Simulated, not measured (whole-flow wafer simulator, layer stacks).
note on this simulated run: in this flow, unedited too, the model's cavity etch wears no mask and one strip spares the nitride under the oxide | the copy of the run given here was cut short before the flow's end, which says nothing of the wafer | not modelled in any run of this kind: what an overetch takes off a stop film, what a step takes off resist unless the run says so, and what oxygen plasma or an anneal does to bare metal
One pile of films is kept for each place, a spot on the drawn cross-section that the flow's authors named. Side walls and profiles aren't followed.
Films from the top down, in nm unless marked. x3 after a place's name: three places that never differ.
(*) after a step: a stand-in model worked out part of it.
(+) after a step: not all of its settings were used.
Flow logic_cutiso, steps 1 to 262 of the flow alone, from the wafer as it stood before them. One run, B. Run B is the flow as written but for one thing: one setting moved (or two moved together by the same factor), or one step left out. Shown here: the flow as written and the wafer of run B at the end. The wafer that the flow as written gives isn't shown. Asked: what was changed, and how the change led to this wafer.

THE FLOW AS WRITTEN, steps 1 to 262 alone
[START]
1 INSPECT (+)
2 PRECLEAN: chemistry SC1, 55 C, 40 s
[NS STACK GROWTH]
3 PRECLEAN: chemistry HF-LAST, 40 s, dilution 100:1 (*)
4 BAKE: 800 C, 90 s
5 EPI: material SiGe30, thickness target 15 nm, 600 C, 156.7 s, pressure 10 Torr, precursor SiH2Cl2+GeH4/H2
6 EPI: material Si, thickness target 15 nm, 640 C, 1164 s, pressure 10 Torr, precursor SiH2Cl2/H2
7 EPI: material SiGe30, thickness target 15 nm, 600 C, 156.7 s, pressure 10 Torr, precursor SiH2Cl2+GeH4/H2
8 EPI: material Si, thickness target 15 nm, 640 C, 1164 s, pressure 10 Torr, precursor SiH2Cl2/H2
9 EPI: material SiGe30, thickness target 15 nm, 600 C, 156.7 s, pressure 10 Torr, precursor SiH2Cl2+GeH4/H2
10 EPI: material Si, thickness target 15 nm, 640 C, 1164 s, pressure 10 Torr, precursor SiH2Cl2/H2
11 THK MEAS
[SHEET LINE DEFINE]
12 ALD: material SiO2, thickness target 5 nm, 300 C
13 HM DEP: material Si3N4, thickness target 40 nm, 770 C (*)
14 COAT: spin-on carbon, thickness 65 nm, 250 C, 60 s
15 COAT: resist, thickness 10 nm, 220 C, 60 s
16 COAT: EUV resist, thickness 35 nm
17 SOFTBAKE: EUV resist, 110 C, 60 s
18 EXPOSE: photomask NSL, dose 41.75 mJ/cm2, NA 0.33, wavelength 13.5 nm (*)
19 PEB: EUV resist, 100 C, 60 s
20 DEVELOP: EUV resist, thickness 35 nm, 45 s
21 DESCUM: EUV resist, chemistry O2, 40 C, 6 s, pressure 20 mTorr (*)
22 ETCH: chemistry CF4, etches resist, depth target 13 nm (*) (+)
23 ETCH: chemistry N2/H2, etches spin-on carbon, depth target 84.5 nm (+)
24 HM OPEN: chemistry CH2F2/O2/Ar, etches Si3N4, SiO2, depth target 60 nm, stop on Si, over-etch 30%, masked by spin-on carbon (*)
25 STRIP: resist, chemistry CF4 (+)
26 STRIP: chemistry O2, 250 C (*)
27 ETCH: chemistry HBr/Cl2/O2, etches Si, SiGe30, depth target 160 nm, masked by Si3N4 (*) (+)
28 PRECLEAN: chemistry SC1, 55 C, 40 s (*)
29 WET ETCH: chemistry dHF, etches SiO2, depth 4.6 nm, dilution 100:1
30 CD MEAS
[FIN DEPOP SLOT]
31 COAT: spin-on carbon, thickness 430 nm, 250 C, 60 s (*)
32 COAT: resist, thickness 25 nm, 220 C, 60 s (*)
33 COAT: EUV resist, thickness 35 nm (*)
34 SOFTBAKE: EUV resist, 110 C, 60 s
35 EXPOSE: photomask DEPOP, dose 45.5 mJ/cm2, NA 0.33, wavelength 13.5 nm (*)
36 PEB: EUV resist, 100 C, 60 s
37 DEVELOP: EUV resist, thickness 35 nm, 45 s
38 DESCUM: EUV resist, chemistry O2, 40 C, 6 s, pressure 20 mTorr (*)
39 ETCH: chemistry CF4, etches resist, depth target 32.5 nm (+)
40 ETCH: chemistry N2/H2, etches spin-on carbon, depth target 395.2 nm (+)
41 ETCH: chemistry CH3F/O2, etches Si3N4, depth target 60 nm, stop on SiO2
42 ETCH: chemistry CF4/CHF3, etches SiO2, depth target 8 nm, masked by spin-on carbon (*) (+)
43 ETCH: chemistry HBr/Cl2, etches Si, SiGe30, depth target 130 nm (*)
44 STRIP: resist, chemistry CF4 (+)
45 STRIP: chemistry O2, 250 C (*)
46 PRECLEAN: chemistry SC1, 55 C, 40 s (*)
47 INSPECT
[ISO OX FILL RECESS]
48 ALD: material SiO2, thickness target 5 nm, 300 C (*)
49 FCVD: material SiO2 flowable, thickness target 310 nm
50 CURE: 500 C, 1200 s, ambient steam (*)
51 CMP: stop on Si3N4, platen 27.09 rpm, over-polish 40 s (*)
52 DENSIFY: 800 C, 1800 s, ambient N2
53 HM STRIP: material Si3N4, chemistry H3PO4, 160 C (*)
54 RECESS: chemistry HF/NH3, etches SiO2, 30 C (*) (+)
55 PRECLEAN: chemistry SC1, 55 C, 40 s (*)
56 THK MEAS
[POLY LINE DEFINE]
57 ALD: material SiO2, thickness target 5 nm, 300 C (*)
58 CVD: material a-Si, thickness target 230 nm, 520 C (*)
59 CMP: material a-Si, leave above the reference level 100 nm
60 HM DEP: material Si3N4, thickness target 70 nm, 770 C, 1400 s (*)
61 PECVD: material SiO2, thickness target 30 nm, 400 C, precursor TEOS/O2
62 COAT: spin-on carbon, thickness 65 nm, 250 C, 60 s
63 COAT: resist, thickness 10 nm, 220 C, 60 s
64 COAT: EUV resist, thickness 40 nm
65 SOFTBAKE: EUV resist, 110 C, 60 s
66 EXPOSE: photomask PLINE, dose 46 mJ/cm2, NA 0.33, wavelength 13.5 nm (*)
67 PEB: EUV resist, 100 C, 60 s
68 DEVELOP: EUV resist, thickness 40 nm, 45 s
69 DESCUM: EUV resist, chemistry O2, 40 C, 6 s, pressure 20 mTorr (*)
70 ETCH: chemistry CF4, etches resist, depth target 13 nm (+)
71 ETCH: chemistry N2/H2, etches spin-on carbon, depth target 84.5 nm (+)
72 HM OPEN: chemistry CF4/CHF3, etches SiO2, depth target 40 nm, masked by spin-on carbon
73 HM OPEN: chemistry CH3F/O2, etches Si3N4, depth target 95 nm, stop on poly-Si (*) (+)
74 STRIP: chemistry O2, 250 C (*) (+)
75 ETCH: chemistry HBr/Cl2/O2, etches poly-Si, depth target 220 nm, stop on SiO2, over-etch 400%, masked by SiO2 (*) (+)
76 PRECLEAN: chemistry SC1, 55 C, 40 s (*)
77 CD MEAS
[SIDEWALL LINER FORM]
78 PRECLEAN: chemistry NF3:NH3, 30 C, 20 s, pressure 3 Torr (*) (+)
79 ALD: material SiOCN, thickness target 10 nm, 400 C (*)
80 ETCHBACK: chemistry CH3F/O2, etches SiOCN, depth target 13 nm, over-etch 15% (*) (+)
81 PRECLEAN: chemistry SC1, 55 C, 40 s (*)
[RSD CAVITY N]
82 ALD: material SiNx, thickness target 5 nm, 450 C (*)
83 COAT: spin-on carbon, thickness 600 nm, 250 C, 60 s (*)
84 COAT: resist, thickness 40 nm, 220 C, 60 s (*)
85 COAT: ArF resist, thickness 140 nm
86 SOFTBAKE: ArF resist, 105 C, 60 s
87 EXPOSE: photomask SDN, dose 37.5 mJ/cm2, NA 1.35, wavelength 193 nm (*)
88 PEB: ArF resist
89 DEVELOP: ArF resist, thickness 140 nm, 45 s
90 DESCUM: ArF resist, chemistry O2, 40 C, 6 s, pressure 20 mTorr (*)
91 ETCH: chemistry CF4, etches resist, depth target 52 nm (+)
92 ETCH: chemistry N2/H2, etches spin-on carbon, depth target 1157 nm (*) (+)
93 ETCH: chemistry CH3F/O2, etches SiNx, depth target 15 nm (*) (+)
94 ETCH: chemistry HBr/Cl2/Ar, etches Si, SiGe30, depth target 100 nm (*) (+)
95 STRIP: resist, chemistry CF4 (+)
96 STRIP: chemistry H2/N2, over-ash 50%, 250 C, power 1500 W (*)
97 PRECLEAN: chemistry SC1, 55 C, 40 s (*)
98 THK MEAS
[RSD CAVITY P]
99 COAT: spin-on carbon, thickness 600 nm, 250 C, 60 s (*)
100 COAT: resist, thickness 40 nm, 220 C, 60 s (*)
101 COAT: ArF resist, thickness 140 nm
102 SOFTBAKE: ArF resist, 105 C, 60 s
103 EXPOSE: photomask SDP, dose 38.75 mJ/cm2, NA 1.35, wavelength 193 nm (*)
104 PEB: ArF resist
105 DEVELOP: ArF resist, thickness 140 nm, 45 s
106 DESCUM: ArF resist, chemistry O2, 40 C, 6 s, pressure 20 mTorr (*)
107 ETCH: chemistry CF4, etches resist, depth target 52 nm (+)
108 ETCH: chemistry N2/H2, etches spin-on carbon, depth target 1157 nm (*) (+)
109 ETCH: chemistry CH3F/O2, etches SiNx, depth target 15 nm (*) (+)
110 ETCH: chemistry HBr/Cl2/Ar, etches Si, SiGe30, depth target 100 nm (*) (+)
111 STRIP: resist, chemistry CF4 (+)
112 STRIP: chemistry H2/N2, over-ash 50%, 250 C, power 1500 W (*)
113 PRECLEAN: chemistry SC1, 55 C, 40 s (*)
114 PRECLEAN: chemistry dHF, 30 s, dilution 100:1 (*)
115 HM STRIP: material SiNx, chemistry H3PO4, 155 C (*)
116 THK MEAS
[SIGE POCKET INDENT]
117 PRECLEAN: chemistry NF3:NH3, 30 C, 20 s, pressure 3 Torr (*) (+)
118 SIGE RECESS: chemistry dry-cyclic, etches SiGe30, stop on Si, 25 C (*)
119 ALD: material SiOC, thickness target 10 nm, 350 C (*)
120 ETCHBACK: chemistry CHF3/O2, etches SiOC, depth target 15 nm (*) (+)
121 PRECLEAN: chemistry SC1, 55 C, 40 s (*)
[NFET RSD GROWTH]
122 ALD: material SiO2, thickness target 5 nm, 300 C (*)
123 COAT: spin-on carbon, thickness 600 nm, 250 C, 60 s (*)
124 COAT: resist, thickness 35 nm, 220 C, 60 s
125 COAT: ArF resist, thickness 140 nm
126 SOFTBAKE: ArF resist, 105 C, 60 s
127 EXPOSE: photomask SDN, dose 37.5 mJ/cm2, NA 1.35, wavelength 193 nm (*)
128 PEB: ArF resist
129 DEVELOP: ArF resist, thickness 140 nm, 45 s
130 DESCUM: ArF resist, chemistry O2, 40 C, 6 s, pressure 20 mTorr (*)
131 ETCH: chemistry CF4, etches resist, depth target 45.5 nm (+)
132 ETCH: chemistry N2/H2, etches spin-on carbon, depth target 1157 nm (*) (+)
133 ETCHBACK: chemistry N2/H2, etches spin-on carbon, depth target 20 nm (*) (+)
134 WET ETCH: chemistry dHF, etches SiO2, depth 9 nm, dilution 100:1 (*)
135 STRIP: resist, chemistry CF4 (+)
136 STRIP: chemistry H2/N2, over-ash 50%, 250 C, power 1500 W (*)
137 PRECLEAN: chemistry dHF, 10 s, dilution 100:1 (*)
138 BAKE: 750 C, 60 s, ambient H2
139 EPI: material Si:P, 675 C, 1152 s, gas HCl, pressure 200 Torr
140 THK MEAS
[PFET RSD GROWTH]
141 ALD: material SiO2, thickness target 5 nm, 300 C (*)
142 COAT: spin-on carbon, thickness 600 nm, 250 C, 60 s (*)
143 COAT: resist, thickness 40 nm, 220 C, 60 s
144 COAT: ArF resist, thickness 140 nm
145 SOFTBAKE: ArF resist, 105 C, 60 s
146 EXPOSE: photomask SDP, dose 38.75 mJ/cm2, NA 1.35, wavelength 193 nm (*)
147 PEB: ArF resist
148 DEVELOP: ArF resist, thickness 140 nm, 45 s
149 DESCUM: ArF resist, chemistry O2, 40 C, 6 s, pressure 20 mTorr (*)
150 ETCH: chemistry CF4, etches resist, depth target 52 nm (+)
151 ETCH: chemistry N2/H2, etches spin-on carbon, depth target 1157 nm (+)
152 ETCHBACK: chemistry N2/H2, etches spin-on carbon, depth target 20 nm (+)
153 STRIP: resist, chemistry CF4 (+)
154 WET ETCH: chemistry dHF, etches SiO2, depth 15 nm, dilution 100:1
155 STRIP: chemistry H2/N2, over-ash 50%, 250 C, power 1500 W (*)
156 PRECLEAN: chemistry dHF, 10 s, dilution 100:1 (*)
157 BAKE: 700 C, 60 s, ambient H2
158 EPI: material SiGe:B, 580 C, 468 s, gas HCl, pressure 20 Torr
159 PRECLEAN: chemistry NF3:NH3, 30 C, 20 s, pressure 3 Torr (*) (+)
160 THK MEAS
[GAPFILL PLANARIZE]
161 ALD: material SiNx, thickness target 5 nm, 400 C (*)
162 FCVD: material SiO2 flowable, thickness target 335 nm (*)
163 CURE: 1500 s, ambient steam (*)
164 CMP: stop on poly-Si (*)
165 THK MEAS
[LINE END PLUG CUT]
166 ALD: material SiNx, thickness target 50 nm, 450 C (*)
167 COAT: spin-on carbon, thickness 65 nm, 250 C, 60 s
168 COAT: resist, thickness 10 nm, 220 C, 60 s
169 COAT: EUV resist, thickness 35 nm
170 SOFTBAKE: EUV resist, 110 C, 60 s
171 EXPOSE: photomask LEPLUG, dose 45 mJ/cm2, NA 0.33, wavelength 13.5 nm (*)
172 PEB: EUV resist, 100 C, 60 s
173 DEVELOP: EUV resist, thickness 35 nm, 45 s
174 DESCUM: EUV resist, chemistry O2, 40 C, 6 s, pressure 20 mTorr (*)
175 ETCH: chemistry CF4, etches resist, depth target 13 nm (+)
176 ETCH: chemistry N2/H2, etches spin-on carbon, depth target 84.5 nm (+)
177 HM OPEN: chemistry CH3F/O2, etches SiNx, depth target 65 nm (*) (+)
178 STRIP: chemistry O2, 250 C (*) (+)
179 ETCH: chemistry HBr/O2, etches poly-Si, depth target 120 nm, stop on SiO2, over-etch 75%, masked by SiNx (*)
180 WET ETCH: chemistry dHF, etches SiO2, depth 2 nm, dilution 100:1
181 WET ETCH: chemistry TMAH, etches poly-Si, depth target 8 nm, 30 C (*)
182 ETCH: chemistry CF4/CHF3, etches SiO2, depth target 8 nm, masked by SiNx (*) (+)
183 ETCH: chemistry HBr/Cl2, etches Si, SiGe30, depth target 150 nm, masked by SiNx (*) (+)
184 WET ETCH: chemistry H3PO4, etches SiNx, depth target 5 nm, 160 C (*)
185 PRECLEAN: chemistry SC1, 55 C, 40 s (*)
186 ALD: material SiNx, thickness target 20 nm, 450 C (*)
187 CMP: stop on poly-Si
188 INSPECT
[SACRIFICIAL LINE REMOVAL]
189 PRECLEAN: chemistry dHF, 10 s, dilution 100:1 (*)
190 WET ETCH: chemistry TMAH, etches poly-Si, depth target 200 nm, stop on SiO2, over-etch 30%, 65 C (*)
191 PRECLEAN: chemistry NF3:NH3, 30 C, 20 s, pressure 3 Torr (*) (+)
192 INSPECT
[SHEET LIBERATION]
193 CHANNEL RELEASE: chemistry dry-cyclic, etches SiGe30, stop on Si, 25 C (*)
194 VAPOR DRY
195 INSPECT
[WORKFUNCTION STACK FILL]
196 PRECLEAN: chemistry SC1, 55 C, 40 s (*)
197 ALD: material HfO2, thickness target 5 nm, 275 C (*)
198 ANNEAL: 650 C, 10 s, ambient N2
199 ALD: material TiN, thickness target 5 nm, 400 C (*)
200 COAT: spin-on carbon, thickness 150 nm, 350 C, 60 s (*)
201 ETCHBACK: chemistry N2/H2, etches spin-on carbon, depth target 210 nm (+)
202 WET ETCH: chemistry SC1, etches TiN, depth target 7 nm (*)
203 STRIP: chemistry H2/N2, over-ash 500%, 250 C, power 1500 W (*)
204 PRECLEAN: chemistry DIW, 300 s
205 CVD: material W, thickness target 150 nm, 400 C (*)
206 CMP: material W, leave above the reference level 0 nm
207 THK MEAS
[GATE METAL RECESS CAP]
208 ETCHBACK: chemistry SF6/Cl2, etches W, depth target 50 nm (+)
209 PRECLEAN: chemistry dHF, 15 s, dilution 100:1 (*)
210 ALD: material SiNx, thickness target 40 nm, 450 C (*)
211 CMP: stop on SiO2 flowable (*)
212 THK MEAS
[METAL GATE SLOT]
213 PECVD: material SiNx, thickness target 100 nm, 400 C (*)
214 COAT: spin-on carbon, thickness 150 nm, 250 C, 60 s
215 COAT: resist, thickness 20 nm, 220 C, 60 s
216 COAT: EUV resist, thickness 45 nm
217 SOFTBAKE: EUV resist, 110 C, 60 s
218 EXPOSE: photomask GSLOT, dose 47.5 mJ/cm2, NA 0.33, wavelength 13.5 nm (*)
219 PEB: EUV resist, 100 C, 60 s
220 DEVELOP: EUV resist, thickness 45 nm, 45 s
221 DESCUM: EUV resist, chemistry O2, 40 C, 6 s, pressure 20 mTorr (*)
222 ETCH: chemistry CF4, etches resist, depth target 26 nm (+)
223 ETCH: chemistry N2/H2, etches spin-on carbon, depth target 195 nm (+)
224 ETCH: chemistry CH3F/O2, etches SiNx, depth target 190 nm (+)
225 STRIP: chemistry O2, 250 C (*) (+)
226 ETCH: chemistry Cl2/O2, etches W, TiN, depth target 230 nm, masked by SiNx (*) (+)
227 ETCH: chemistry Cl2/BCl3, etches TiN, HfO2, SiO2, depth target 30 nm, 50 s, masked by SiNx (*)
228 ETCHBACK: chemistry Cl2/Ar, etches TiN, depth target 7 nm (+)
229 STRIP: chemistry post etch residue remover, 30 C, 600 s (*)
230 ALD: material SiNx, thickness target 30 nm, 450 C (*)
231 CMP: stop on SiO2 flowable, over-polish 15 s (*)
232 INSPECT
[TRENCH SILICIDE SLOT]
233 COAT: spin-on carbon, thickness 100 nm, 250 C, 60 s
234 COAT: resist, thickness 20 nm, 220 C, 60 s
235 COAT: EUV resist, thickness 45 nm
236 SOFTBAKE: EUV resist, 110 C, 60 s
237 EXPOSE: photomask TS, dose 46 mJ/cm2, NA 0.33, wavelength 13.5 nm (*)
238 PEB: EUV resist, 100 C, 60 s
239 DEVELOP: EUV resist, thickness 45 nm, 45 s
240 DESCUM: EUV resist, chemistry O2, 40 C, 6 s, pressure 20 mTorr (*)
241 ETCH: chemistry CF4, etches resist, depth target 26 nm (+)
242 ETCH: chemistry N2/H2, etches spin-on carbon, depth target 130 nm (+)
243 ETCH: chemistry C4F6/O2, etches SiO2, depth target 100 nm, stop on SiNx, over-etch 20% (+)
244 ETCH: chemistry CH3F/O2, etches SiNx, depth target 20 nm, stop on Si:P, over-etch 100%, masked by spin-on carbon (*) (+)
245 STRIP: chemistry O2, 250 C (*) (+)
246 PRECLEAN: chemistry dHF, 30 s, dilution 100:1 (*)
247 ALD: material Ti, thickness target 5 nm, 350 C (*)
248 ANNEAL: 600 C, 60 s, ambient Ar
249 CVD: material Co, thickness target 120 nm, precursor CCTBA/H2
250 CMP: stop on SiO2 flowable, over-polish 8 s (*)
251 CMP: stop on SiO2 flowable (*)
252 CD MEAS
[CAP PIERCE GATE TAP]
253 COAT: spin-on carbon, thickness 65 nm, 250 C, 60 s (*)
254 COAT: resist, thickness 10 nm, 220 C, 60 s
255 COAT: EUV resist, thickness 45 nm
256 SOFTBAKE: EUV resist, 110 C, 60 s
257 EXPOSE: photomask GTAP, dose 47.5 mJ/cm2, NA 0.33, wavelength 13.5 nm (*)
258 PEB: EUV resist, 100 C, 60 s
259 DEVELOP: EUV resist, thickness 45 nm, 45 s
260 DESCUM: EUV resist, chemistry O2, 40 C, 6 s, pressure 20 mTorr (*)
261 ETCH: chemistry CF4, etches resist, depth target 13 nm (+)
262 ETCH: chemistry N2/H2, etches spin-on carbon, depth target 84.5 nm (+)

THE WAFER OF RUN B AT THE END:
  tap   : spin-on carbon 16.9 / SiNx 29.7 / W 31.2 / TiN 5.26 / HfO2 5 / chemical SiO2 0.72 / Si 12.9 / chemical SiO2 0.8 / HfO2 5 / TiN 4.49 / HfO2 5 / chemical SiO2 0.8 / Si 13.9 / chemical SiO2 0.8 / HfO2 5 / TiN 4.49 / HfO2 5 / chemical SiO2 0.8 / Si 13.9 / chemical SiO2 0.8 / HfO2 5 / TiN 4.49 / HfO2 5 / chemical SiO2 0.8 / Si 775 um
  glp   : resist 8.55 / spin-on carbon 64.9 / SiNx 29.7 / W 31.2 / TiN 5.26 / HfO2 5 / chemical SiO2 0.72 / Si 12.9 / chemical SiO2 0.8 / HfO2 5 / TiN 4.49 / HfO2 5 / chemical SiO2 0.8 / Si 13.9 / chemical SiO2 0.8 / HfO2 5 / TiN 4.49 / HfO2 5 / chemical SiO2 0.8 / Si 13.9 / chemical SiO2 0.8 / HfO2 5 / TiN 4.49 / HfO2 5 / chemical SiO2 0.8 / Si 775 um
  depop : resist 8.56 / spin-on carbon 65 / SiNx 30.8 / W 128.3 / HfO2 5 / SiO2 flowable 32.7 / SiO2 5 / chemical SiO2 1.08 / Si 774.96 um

The cause: step 262, ETCH: depth target 46.5 nm was run, where the flow has depth target 84.5 nm.

How the change led to this, step by step:
  262 ETCH: chemistry N2/H2, etches spin-on carbon, depth target 84.5 nm (+)
      tap: spin-on carbon -46.5 (as written it would be: spin-on carbon -63.4 (all of it), SiNx -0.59)
      depop, dpovl, gfld and 18 more: EUV resist -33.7 (all of it), resist -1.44 (as written it would be: EUV resist -33.7 (all of it), resist -3.97)
